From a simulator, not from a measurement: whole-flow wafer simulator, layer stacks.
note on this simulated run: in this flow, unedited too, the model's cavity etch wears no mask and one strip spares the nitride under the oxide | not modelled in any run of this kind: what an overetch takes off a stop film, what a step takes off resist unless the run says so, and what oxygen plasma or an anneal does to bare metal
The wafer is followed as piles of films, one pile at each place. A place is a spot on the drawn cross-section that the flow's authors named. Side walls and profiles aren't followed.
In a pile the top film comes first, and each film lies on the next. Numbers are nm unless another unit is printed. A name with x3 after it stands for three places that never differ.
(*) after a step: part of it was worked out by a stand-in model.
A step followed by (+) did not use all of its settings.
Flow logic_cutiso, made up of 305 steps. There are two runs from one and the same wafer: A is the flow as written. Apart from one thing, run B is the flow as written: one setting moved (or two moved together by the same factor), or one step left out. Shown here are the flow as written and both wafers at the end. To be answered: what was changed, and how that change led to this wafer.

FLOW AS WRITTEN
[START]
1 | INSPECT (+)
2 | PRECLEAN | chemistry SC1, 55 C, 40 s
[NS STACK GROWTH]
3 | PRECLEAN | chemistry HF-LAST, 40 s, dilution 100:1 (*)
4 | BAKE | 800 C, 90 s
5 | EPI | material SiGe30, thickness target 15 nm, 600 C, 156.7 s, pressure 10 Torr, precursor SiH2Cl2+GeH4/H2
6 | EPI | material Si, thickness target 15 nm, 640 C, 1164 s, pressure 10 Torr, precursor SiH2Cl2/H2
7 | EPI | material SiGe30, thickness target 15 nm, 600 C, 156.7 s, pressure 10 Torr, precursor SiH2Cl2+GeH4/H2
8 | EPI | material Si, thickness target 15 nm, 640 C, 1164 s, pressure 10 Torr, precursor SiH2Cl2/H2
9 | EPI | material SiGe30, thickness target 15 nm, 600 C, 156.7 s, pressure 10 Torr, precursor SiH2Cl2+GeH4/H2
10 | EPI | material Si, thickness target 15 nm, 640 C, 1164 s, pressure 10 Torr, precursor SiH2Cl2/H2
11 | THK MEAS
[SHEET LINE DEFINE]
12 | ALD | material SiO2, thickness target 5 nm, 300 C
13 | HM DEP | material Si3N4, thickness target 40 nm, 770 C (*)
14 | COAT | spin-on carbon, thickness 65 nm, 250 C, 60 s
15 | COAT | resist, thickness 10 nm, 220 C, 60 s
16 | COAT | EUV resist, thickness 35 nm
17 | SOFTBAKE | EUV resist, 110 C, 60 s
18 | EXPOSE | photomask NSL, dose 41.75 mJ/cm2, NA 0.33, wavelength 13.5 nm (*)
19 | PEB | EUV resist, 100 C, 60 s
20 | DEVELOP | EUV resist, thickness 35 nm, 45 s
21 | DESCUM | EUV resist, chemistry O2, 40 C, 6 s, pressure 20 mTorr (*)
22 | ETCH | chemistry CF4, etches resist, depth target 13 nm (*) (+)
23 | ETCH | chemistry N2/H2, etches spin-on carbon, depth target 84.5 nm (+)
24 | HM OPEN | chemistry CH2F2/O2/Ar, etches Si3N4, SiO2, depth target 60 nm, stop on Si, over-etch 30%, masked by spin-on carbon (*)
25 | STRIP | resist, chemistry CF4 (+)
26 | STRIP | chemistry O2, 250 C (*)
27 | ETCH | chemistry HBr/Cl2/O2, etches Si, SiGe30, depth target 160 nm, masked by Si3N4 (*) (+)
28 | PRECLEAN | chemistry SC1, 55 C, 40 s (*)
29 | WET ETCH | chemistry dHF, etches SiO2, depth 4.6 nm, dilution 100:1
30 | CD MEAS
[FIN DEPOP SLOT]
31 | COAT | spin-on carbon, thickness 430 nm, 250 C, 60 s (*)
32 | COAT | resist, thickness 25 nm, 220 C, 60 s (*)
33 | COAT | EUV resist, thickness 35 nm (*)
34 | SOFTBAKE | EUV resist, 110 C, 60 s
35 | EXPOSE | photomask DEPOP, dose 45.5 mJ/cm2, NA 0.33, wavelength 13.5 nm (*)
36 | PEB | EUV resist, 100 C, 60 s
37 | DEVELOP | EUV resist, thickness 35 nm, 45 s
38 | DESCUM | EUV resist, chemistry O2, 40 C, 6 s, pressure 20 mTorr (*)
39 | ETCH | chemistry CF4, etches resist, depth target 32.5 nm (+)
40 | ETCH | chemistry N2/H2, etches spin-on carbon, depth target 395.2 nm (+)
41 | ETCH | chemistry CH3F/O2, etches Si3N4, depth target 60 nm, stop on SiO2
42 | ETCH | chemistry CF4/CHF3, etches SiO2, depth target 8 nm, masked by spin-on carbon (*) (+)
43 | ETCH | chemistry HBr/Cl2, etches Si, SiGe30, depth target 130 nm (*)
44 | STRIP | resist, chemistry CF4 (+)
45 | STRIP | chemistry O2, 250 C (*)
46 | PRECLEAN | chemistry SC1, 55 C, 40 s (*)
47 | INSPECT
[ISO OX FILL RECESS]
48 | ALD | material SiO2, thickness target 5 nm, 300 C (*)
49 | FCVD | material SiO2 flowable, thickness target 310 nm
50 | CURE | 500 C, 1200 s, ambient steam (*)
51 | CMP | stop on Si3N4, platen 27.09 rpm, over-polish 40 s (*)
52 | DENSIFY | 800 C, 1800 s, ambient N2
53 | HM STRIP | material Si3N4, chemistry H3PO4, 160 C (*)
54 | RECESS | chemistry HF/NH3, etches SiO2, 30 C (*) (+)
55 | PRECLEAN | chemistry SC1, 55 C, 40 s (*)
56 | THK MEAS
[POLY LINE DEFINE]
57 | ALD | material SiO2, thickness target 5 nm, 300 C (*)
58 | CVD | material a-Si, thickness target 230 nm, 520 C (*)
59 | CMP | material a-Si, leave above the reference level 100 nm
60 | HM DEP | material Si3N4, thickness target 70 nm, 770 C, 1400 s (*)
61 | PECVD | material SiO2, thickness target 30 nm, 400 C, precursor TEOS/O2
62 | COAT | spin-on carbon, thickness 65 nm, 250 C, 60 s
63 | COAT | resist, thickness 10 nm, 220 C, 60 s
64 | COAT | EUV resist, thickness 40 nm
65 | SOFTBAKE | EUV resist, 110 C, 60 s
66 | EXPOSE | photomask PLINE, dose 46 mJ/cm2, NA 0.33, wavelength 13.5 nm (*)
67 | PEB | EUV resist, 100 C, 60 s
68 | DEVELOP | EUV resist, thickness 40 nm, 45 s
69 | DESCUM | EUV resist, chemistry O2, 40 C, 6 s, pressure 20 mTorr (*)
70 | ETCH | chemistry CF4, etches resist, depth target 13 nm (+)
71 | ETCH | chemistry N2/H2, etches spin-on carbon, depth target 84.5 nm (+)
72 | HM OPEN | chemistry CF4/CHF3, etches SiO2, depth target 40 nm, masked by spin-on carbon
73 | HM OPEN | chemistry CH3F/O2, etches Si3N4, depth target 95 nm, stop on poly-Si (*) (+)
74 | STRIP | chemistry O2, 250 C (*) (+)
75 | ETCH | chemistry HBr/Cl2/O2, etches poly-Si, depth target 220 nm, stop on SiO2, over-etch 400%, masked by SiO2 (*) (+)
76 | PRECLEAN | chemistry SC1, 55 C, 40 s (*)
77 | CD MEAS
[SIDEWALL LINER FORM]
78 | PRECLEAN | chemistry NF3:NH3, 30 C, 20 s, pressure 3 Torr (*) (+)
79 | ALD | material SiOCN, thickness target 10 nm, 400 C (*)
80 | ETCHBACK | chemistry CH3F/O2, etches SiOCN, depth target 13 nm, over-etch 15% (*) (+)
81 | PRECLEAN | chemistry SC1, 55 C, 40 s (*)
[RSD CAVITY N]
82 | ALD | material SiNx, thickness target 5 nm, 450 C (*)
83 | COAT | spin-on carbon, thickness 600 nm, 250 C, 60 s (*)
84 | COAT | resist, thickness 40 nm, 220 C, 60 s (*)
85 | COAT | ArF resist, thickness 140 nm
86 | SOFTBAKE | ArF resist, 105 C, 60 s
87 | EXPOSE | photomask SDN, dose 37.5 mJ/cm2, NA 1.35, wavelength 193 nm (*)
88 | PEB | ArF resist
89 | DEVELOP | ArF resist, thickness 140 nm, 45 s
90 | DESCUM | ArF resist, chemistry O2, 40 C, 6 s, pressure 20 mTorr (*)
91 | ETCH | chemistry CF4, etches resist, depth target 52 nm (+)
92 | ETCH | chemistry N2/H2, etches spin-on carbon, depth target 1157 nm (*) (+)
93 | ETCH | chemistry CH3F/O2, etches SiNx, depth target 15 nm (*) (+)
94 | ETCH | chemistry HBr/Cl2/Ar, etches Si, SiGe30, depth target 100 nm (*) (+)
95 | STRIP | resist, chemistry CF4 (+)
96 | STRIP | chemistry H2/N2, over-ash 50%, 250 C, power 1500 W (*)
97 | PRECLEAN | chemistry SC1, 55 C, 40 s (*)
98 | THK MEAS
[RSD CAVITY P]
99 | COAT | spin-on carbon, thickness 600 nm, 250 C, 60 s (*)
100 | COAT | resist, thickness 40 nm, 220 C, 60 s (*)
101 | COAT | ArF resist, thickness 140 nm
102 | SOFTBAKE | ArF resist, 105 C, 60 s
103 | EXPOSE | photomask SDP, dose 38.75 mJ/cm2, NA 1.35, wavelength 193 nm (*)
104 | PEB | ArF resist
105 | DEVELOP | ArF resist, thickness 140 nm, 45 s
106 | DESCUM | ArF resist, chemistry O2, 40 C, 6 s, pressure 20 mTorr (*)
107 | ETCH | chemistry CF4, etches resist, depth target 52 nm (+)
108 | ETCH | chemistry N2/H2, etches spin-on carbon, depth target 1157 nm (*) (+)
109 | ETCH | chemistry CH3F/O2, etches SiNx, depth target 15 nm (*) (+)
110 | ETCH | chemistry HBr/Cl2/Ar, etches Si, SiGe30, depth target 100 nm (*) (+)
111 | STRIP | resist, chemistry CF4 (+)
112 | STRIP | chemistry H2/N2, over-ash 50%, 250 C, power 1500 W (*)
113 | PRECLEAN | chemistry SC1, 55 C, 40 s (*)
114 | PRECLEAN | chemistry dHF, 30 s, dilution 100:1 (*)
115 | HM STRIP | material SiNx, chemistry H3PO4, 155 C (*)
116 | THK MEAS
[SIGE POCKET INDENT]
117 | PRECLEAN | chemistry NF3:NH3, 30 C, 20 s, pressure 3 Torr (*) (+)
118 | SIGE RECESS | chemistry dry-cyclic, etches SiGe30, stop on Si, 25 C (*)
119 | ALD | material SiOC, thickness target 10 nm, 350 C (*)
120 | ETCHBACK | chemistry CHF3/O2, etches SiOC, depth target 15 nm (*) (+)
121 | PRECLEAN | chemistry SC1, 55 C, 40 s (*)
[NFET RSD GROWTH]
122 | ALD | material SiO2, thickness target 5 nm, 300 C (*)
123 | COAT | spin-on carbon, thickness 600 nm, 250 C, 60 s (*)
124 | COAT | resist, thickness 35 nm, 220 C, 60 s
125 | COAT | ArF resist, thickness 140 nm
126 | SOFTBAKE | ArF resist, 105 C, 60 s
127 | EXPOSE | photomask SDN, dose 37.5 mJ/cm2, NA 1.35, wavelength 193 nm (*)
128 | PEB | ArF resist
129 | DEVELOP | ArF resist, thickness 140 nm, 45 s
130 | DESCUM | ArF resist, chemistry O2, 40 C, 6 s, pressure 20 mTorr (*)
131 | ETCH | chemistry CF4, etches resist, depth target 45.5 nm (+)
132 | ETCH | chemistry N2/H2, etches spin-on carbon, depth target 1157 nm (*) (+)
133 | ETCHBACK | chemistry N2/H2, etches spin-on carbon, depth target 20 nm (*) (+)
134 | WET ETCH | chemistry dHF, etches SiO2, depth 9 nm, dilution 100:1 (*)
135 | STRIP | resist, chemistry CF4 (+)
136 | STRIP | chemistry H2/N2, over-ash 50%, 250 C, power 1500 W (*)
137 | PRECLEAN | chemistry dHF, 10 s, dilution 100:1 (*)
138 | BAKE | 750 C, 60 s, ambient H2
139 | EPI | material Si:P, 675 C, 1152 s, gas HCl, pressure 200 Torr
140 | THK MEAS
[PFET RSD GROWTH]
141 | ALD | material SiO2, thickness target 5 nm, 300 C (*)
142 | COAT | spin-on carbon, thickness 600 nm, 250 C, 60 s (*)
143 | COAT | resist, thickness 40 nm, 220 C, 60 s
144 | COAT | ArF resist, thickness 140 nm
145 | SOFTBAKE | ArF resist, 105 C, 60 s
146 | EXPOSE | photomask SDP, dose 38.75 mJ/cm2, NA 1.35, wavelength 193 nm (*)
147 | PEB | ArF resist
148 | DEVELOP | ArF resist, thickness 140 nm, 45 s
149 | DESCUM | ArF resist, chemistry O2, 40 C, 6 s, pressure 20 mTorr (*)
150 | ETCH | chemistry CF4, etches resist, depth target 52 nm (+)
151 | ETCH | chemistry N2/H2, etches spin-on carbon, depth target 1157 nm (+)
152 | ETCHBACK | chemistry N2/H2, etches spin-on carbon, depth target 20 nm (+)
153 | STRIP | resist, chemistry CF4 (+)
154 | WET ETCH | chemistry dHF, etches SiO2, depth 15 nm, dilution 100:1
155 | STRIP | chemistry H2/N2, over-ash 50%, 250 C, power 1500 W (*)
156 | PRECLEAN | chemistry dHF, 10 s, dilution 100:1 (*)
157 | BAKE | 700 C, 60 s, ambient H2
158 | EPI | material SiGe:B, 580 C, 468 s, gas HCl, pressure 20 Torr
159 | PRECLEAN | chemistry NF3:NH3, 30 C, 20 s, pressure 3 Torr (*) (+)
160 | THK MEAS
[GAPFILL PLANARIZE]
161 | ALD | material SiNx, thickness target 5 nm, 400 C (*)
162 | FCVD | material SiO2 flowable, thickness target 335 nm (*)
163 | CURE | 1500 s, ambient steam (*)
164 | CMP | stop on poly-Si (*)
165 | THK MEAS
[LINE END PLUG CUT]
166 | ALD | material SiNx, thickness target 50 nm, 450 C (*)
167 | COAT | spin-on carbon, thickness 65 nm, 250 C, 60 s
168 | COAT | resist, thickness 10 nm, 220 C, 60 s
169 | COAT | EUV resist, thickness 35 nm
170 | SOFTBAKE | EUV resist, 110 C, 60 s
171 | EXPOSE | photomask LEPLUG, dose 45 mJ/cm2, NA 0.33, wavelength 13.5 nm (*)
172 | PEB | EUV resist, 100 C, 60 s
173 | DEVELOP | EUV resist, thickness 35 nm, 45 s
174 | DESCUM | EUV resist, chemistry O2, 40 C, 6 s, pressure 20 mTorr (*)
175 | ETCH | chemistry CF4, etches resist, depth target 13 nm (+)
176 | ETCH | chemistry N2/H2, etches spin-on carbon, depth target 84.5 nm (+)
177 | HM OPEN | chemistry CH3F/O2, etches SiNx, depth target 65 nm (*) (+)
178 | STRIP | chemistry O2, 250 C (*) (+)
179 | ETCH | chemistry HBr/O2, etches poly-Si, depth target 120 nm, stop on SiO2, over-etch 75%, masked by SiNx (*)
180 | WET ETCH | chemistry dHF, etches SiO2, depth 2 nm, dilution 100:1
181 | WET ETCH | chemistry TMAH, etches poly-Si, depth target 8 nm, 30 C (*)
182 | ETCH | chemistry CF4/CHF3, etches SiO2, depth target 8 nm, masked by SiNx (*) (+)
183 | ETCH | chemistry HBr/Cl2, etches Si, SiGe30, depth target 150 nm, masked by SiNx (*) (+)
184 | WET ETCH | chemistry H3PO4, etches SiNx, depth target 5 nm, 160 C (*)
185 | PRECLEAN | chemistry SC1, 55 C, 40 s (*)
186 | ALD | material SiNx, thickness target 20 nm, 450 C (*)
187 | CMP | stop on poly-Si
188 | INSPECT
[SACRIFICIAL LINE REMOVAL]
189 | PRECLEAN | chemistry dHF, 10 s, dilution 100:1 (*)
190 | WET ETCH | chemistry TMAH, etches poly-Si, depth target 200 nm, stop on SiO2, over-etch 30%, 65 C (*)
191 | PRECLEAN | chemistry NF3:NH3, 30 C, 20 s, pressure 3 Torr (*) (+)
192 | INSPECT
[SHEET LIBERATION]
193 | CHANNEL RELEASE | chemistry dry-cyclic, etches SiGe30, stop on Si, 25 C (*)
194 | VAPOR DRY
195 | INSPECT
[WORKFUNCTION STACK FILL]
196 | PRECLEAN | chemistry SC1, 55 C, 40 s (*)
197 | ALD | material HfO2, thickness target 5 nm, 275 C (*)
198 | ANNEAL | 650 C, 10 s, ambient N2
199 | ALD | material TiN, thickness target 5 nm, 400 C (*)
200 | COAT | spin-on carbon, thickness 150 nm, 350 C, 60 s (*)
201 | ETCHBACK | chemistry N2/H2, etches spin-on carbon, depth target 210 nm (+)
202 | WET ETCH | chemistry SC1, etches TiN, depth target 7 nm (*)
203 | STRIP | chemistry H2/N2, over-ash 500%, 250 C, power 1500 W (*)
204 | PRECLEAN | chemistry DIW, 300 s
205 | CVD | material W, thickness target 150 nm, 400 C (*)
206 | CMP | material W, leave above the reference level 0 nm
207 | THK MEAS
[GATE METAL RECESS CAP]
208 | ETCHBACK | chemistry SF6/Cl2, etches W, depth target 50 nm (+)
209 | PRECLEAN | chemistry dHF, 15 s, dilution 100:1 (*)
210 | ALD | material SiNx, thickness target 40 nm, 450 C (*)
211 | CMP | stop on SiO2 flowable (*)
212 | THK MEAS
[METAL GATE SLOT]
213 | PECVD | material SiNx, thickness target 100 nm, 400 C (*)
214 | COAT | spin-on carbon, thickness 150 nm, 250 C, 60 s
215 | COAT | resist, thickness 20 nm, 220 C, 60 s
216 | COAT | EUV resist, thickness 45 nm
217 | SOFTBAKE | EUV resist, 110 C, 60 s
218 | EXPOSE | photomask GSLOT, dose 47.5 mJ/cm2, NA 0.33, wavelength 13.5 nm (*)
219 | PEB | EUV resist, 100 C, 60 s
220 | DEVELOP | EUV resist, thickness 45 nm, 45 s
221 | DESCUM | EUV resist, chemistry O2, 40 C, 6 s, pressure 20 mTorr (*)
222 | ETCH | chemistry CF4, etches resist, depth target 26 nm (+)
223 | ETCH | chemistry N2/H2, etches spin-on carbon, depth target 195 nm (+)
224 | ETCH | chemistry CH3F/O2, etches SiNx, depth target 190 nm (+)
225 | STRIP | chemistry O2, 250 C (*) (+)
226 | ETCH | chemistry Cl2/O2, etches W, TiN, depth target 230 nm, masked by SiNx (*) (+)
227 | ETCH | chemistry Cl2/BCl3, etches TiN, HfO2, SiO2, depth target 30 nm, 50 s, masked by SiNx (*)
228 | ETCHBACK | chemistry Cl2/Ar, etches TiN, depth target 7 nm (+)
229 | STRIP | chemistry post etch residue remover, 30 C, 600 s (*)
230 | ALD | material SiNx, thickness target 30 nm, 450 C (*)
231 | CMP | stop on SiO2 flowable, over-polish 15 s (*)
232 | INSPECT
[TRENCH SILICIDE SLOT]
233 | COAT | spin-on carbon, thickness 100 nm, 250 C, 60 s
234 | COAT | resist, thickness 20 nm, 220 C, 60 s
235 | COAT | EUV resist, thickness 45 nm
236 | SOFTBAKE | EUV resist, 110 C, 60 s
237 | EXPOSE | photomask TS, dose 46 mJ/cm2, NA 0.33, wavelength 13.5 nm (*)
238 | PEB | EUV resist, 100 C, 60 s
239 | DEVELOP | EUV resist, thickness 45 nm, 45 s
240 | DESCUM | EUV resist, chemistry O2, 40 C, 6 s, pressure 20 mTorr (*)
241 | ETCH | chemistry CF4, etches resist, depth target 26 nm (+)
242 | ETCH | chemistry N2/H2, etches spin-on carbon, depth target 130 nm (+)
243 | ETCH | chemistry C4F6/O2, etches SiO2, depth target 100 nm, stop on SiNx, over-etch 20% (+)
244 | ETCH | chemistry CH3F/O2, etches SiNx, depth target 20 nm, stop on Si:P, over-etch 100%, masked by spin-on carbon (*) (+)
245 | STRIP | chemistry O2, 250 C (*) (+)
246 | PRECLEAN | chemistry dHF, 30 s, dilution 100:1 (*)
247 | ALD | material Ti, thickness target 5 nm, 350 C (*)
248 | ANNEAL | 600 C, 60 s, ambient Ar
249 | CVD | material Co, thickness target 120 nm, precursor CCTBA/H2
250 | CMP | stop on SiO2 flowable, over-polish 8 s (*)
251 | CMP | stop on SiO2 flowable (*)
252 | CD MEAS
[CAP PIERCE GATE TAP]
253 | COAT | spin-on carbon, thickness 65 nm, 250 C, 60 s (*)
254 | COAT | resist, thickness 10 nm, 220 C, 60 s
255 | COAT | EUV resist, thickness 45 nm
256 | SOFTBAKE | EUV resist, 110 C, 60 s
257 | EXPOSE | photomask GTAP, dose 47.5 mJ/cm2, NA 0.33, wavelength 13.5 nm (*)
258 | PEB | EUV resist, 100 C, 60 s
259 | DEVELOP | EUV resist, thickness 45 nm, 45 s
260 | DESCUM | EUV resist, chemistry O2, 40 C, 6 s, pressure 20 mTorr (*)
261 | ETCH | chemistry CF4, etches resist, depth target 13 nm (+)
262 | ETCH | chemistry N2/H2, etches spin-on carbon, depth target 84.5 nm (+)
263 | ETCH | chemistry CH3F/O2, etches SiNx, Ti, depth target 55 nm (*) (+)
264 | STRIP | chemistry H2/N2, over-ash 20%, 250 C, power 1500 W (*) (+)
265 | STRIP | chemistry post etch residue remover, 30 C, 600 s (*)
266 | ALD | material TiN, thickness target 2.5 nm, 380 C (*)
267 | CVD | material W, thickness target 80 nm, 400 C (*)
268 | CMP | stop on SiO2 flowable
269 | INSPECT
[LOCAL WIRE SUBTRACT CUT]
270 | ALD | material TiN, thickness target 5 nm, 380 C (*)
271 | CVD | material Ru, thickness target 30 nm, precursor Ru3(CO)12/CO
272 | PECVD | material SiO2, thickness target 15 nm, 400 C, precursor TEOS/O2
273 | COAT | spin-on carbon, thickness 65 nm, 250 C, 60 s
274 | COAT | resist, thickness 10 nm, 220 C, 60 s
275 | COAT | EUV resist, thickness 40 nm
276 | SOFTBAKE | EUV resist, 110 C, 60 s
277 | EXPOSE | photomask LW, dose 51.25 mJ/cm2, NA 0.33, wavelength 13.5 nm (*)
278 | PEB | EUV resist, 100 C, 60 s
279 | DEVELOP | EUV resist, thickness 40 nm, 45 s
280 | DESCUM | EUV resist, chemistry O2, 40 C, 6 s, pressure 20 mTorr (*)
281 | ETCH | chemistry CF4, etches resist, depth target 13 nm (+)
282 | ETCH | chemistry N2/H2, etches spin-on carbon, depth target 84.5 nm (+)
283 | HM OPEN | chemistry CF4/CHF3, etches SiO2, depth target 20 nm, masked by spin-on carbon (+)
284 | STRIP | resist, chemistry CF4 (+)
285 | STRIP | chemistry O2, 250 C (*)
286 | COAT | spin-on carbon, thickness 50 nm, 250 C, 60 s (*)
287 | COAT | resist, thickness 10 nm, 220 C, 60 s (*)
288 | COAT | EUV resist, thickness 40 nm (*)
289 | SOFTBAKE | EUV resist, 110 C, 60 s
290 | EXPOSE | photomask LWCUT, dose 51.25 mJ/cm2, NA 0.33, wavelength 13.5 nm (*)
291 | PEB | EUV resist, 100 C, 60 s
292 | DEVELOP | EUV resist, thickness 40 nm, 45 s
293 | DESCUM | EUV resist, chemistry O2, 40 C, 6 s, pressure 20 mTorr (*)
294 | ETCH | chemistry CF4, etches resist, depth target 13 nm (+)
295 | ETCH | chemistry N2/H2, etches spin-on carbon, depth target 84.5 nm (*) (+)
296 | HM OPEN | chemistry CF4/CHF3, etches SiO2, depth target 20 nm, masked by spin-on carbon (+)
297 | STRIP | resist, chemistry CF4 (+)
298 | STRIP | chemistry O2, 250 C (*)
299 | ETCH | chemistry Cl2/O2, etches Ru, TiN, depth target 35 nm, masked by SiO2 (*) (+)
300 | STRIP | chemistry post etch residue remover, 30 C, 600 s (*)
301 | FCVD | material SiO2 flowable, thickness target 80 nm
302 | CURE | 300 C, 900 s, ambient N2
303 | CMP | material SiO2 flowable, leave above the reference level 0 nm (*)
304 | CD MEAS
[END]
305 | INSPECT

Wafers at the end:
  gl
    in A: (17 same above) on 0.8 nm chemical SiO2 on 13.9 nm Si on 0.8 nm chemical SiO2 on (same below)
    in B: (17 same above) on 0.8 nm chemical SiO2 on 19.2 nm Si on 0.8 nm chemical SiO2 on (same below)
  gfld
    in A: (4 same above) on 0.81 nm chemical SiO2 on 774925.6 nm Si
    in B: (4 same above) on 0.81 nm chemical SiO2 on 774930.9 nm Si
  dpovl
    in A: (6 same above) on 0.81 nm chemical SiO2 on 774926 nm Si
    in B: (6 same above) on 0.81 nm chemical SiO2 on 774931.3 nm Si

What caused this: step 6, EPI: 1572 s was run, whereas the flow has 1164 s.

The path from the change to this, step by step:
  6 | EPI | material Si, thickness target 15 nm, 640 C, 1164 s, pressure 10 Torr, precursor SiH2Cl2/H2
      depop, dpovl, gfld and 19 more: A +15 Si (new film) | B +20.3 Si (new film)
  27 | ETCH | chemistry HBr/Cl2/O2, etches Si, SiGe30, depth target 160 nm, masked by Si3N4 (*) (+)
      gfld, gxf, iso, lnri: A -0.79 chemical SiO2 (all of it), -11.4 Si (all of it), -15 SiGe30 (all of it), -15 Si (all of it), -15 SiGe30 (all of it), -15 Si (all of it), -15 SiGe30 (all of it), -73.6 Si | B -0.79 chemical SiO2 (all of it), -11.4 Si (all of it), -15 SiGe30 (all of it), -15 Si (all of it), -15 SiGe30 (all of it), -20.3 Si (all of it), -15 SiGe30 (all of it), -68.4 Si
      dpovl, nsgap: A -0.79 chemical SiO2 (all of it), -11.8 Si (all of it), -15 SiGe30 (all of it), -15 Si (all of it), -15 SiGe30 (all of it), -15 Si (all of it), -15 SiGe30 (all of it), -73.2 Si | B -0.79 chemical SiO2 (all of it), -11.8 Si (all of it), -15 SiGe30 (all of it), -15 Si (all of it), -15 SiGe30 (all of it), -20.3 Si (all of it), -15 SiGe30 (all of it), -68 Si
      (also at 1 further place)
  43 | ETCH | chemistry HBr/Cl2, etches Si, SiGe30, depth target 130 nm (*)
      depop: A -14 Si (all of it), -15 SiGe30 (all of it), -15 Si (all of it), -15 SiGe30 (all of it), -15 Si (all of it), -15 SiGe30 (all of it), -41 Si | B -14 Si (all of it), -15 SiGe30 (all of it), -15 Si (all of it), -15 SiGe30 (all of it), -20.3 Si (all of it), -15 SiGe30 (all of it), -35.7 Si
  94 | ETCH | chemistry HBr/Cl2/Ar, etches Si, SiGe30, depth target 100 nm (*) (+)
      rsdn, rsdx: A -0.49 chemical SiO2 (all of it), -12.8 Si (all of it), -15 SiGe30 (all of it), -15 Si (all of it), -15 SiGe30 (all of it), -15 Si (all of it), -15 SiGe30 (all of it), -12.2 Si | B -0.49 chemical SiO2 (all of it), -12.8 Si (all of it), -15 SiGe30 (all of it), -15 Si (all of it), -15 SiGe30 (all of it), -20.3 Si (all of it), -15 SiGe30 (all of it), -6.91 Si
  110 | ETCH | chemistry HBr/Cl2/Ar, etches Si, SiGe30, depth target 100 nm (*) (+)
      rsdp, rsdw: A -0.49 chemical SiO2 (all of it), -12.8 Si (all of it), -15 SiGe30 (all of it), -15 Si (all of it), -15 SiGe30 (all of it), -15 Si (all of it), -15 SiGe30 (all of it), -12.2 Si | B -0.49 chemical SiO2 (all of it), -12.8 Si (all of it), -15 SiGe30 (all of it), -15 Si (all of it), -15 SiGe30 (all of it), -20.3 Si (all of it), -15 SiGe30 (all of it), -6.91 Si
  183 | ETCH | chemistry HBr/Cl2, etches Si, SiGe30, depth target 150 nm, masked by SiNx (*) (+)
      plug: A -13.6 Si (all of it), -15 SiGe30 (all of it), -15 Si (all of it), -15 SiGe30 (all of it), -15 Si (all of it), -15 SiGe30 (all of it), -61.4 Si | B -13.6 Si (all of it), -15 SiGe30 (all of it), -15 Si (all of it), -15 SiGe30 (all of it), -20.3 Si (all of it), -15 SiGe30 (all of it), -56.2 Si
